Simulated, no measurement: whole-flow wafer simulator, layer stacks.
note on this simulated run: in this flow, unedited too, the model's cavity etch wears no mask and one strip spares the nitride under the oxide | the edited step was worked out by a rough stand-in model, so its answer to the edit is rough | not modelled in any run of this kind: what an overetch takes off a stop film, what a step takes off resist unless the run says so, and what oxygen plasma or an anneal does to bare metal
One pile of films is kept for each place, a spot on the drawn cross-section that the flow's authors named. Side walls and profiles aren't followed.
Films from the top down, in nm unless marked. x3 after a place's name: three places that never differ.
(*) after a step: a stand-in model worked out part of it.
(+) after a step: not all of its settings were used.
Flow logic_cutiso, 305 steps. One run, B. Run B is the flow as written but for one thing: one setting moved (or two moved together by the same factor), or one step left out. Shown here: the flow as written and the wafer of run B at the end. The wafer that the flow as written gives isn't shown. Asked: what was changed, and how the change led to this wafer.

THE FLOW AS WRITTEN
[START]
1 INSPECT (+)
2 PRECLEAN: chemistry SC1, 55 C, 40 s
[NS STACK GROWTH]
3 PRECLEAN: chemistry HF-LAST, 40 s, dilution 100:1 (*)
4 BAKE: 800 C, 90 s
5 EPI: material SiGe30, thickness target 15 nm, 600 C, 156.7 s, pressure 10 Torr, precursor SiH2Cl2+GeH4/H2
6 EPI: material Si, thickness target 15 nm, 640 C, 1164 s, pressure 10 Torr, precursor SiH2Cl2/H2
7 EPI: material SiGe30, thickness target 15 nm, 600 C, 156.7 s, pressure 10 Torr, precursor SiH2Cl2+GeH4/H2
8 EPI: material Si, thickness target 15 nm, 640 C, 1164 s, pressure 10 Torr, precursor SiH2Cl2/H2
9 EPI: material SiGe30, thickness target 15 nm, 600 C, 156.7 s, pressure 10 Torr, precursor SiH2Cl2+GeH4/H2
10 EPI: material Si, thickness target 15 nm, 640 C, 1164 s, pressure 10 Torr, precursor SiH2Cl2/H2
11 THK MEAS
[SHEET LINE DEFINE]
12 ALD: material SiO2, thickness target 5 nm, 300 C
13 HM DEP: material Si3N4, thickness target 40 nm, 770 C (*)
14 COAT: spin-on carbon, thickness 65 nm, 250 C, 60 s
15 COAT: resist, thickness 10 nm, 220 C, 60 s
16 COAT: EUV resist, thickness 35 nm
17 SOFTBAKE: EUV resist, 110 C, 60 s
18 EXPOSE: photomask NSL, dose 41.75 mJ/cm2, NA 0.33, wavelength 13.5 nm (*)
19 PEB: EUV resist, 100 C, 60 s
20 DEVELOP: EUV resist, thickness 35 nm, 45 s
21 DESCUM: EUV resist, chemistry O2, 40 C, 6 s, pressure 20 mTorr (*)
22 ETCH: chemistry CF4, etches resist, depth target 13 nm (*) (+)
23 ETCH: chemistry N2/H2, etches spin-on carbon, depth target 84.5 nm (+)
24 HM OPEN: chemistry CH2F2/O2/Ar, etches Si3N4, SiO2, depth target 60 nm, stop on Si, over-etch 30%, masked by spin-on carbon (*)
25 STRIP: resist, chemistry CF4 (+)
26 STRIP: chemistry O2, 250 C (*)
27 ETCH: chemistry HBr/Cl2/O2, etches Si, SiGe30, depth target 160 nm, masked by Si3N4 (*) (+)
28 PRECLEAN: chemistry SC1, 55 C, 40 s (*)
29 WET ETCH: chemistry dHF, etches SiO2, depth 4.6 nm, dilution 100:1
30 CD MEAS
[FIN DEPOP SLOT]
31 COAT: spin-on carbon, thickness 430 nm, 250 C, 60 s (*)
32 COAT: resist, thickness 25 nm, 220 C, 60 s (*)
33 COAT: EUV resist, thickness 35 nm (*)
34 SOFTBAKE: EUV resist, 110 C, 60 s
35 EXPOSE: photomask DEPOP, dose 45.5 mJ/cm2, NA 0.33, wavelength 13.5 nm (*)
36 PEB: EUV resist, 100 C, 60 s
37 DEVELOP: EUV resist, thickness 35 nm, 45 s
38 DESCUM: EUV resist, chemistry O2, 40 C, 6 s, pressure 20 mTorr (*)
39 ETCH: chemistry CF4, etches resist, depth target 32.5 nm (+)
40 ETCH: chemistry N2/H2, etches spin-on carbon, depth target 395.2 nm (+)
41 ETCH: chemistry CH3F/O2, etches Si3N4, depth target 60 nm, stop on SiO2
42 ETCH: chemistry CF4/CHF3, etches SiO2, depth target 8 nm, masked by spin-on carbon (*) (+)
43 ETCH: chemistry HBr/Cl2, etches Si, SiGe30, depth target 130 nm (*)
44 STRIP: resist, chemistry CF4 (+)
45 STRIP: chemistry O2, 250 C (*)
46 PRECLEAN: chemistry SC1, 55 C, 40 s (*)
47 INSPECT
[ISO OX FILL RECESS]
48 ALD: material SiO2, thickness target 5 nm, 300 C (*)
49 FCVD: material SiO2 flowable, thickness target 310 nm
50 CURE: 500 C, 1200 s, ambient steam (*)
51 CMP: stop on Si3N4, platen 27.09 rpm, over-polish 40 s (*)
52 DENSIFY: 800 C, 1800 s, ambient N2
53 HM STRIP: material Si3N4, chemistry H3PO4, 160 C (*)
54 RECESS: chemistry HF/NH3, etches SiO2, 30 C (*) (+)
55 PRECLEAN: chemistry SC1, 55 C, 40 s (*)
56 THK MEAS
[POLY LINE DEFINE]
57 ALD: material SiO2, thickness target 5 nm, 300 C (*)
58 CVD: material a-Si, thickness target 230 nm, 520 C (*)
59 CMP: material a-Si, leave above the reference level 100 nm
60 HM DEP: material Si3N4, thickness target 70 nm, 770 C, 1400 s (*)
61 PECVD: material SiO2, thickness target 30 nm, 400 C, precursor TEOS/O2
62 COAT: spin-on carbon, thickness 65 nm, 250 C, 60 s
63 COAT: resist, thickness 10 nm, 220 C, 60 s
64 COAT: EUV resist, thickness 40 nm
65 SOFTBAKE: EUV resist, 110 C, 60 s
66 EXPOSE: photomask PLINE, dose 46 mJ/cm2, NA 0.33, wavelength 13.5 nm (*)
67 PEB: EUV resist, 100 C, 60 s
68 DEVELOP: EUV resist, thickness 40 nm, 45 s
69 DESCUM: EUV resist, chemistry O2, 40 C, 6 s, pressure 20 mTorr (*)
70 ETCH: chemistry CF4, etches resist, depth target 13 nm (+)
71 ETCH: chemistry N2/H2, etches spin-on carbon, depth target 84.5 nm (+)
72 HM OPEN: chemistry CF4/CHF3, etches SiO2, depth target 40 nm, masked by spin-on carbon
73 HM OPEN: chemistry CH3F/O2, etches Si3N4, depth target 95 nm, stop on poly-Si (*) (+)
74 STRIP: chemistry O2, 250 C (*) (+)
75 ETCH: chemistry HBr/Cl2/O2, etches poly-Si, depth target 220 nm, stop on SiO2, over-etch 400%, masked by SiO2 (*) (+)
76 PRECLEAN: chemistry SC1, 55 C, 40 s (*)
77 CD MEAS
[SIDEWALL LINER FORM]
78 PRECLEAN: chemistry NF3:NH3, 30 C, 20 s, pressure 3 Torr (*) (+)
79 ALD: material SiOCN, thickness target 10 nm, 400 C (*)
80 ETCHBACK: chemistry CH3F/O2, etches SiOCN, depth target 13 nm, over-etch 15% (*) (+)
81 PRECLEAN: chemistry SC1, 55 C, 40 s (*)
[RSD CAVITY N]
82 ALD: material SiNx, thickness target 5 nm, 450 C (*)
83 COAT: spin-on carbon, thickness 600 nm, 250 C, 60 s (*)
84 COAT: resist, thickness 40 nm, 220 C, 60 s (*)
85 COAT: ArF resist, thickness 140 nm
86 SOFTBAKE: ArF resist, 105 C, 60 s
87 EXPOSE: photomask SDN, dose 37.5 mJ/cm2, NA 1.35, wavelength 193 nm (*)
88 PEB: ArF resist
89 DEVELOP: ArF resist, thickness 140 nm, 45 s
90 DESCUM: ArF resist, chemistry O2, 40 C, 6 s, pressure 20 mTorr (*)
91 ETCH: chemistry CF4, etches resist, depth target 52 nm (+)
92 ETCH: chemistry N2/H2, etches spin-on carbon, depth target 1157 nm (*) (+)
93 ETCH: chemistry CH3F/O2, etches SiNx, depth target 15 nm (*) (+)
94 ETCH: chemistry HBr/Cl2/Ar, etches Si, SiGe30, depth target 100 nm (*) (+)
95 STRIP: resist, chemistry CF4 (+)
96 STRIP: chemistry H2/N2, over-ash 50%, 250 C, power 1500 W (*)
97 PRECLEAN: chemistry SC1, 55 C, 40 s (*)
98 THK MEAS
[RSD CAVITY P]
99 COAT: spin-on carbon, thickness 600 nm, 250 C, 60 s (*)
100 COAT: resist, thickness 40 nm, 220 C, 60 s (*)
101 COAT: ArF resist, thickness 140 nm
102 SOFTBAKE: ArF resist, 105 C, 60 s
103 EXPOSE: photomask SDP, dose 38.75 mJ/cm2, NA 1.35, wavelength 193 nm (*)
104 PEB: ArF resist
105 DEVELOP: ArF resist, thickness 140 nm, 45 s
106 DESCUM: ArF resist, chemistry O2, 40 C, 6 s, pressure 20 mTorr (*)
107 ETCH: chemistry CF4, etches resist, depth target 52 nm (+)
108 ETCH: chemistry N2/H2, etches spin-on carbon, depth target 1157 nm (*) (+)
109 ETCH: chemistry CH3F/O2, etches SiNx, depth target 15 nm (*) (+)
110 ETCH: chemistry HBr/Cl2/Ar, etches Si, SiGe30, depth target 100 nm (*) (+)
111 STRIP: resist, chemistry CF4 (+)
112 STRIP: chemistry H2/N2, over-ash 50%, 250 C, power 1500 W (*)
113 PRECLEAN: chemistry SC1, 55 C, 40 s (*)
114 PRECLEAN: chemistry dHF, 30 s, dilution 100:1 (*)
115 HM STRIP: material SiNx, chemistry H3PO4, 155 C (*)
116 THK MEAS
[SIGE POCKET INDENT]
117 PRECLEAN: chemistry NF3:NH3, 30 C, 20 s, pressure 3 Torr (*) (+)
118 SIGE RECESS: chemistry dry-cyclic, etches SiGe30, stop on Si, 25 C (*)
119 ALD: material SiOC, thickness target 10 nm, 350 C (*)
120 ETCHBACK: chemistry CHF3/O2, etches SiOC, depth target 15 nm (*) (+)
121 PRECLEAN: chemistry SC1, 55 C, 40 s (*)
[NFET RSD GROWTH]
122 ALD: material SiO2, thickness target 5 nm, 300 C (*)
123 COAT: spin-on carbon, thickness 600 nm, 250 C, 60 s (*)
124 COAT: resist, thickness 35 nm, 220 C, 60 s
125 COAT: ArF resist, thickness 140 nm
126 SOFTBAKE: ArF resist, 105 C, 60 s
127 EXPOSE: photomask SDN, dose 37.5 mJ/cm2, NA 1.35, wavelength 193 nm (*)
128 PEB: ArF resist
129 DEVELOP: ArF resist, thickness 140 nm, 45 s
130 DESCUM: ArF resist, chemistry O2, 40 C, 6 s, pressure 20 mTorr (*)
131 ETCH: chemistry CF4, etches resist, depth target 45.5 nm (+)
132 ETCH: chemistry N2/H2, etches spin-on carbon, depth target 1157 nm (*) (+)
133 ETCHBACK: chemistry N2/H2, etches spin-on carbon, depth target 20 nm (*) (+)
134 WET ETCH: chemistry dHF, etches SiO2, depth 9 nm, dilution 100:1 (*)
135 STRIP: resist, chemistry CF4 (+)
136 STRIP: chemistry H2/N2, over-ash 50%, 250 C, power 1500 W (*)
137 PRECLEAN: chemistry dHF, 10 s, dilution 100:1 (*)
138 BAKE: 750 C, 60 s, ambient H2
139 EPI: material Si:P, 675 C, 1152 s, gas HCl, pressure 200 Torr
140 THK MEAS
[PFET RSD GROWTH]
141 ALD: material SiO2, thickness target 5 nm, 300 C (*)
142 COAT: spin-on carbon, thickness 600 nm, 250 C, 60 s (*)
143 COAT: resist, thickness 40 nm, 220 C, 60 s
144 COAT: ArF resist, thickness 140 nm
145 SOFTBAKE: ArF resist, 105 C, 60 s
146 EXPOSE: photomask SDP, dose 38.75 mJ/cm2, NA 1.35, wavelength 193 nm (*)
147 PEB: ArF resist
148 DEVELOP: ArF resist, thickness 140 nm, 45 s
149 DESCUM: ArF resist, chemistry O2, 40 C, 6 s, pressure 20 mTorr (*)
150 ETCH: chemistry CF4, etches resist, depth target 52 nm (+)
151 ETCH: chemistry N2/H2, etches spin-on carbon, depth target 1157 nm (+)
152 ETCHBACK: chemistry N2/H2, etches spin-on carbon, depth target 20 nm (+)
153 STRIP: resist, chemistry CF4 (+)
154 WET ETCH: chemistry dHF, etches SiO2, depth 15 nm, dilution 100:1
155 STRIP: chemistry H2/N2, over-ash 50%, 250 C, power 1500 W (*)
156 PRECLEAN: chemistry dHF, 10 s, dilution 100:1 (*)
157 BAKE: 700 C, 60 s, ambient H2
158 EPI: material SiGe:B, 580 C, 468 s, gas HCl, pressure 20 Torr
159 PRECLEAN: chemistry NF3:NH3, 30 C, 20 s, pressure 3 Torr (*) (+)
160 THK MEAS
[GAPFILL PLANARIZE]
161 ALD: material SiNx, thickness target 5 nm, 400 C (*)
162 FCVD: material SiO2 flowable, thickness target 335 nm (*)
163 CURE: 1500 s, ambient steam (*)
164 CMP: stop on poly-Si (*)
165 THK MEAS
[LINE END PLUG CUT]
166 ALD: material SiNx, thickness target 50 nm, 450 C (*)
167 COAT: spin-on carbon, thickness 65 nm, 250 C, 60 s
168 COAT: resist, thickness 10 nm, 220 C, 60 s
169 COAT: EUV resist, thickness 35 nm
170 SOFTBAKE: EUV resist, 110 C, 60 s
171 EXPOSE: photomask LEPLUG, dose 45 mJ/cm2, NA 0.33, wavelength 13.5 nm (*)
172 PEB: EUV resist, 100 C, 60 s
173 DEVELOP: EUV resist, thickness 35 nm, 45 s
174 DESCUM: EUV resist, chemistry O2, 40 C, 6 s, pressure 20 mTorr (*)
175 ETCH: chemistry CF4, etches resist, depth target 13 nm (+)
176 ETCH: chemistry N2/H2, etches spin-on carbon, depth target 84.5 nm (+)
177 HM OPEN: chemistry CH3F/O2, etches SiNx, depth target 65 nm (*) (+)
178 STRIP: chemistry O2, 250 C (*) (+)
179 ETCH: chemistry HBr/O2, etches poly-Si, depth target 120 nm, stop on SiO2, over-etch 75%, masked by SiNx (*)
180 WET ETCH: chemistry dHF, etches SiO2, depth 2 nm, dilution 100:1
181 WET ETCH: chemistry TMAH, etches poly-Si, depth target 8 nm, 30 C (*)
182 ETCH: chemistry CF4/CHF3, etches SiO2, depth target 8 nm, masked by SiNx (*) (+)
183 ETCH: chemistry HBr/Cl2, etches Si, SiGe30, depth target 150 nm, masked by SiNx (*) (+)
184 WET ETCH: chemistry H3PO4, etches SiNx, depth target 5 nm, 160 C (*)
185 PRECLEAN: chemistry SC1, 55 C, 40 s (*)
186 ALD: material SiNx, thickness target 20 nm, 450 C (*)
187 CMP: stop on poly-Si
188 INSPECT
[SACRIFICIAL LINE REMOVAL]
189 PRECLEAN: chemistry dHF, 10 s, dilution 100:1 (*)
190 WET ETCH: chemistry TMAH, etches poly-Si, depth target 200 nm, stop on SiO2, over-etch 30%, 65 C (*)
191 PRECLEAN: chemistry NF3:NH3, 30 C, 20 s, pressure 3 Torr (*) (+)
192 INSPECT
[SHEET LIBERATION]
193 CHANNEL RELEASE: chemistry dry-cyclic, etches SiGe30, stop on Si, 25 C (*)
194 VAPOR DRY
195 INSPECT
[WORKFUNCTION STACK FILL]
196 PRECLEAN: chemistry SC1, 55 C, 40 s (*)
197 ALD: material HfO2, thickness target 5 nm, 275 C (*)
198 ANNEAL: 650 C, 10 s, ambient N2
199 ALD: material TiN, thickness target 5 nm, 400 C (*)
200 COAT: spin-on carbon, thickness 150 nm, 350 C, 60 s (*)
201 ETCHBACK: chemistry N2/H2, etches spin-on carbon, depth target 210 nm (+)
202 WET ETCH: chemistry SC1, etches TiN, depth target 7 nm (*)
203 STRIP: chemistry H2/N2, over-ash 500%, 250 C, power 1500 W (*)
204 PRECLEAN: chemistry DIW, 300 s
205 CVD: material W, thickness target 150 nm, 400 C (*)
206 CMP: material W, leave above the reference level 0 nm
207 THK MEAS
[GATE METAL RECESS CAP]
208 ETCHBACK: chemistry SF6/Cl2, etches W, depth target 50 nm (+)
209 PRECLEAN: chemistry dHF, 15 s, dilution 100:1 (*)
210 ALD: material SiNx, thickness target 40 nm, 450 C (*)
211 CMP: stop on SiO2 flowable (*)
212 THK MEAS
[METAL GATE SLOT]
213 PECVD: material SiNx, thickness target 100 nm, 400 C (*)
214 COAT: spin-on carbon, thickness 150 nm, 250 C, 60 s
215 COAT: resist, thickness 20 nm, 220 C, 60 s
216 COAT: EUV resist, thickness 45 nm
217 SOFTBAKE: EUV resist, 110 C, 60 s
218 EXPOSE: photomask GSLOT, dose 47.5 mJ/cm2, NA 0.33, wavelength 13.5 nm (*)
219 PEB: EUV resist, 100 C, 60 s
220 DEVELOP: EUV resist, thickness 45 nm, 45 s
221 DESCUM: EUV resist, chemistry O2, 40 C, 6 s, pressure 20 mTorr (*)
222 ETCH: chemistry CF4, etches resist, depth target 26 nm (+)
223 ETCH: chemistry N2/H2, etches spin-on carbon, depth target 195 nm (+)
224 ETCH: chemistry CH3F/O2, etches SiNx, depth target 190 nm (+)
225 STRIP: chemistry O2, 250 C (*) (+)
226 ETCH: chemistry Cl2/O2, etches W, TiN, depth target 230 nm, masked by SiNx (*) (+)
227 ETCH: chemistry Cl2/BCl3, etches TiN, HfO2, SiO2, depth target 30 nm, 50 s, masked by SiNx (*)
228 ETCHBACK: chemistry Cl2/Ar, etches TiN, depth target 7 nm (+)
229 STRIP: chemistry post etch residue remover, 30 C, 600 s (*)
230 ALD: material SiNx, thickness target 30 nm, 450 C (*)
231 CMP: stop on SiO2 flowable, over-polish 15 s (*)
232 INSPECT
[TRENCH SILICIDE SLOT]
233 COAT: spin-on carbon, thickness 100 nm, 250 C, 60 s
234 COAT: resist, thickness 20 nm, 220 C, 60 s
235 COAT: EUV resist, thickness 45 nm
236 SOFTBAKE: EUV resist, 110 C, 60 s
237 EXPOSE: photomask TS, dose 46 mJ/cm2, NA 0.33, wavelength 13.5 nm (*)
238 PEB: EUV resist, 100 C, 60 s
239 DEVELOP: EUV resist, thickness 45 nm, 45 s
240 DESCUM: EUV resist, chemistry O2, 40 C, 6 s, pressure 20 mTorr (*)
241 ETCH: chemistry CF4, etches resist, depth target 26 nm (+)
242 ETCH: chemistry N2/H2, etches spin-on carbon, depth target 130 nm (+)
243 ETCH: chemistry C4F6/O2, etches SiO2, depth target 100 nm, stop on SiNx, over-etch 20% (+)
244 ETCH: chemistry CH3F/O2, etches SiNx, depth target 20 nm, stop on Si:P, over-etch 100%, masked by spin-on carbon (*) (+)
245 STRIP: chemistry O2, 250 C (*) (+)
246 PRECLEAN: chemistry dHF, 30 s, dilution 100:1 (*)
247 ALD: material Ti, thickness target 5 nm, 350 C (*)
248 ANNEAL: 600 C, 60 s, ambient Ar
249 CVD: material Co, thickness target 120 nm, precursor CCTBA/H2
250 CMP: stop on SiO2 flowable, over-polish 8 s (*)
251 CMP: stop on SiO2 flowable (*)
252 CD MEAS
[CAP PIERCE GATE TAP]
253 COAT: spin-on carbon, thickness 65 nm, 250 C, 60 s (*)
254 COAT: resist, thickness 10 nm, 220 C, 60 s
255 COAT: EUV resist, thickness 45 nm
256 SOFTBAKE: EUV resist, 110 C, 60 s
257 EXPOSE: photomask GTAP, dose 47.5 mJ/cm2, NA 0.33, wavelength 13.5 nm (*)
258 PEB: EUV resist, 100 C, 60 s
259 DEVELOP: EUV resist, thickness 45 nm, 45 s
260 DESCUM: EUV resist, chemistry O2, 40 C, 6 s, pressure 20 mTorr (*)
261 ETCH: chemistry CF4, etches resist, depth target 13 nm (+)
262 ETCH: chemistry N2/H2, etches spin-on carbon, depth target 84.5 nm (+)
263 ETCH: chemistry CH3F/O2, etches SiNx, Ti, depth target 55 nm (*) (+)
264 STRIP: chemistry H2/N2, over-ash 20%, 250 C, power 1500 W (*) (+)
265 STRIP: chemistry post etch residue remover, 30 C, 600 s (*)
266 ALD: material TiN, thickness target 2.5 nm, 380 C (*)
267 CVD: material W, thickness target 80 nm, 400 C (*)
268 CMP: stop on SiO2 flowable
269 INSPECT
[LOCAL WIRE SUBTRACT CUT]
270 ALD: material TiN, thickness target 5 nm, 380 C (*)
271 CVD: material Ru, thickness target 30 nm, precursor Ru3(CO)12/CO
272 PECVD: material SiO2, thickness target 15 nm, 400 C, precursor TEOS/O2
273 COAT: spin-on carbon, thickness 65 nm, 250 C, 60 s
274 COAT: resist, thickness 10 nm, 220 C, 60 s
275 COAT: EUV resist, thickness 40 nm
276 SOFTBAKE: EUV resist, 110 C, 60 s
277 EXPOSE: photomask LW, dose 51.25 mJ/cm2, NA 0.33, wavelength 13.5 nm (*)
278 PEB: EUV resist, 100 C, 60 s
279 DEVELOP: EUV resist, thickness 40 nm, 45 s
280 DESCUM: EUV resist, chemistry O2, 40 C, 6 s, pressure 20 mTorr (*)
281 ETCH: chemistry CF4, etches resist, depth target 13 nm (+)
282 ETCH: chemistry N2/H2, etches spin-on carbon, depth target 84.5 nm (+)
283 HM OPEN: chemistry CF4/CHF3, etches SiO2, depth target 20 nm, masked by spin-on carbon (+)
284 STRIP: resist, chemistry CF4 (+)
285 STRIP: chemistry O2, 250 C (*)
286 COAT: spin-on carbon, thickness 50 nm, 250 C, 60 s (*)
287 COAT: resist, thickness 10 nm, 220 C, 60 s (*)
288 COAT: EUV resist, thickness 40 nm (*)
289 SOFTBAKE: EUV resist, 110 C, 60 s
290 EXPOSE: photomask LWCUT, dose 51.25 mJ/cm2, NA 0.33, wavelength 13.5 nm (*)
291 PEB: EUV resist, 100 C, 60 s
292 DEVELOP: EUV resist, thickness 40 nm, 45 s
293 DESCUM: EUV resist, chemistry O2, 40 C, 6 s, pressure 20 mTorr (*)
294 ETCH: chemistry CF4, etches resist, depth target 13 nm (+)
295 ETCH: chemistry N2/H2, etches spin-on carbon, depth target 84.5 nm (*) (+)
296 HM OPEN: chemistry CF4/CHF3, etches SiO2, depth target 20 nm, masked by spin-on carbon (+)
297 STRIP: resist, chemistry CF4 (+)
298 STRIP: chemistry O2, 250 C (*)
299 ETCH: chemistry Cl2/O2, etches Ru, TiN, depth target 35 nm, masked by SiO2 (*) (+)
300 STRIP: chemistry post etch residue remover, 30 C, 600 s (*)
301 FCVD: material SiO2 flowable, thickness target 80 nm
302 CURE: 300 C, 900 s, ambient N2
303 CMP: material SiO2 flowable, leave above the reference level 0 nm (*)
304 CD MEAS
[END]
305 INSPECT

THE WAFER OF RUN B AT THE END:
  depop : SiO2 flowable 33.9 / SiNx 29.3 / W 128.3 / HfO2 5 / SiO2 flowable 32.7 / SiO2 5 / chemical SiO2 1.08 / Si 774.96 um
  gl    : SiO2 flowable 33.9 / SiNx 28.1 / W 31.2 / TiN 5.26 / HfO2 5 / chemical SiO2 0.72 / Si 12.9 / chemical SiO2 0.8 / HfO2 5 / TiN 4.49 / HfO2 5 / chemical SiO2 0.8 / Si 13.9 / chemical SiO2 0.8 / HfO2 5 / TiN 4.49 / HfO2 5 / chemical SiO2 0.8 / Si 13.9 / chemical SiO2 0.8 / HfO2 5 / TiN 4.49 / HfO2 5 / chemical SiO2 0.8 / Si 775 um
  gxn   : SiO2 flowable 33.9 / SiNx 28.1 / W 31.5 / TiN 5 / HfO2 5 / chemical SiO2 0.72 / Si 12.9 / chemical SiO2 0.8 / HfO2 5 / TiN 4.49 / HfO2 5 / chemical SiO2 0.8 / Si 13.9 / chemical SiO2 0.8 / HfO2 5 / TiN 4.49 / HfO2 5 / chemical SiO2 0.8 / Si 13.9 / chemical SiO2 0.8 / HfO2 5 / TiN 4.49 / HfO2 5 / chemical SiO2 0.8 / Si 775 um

The cause: step 270, ALD: thickness target 3.5 nm was run, where the flow has thickness target 5 nm.

How the change led to this, step by step:
  270 ALD: material TiN, thickness target 5 nm, 380 C (*)
      depop, dpovl, gfld and 19 more: TiN +3.5 (new film) (as written it would be: TiN +5 (new film))
  299 ETCH: chemistry Cl2/O2, etches Ru, TiN, depth target 35 nm, masked by SiO2 (*) (+)
      depop, dpovl, gfld and 9 more: Ru -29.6 (all of it), TiN -3.5 (all of it), SiNx -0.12 (as written it would be: Ru -29.6 (all of it), TiN -5 (all of it))
      iso: Ru -29.6 (all of it), TiN -3.5 (all of it), SiO2 flowable -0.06 (as written it would be: Ru -29.6 (all of it), TiN -5 (all of it))
      (and at 5 more places)
  301 FCVD: material SiO2 flowable, thickness target 80 nm
      lnrt, rsdn, rsdp, tap: SiO2 flowable +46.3 (new film) (as written it would be: SiO2 flowable +45.3 (new film))
  303 CMP: material SiO2 flowable, leave above the reference level 0 nm (*)
      depop, dpovl, isow, ns, nsgap: SiO2 flowable -46.1 (as written it would be: SiO2 flowable -44.7)
      lnrt, rsdn, rsdp, tap: SiO2 flowable -46.3 (all of it), SiO2 -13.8 (all of it) (as written it would be: SiO2 flowable -45.3 (all of it), SiO2 -13.8 (all of it))
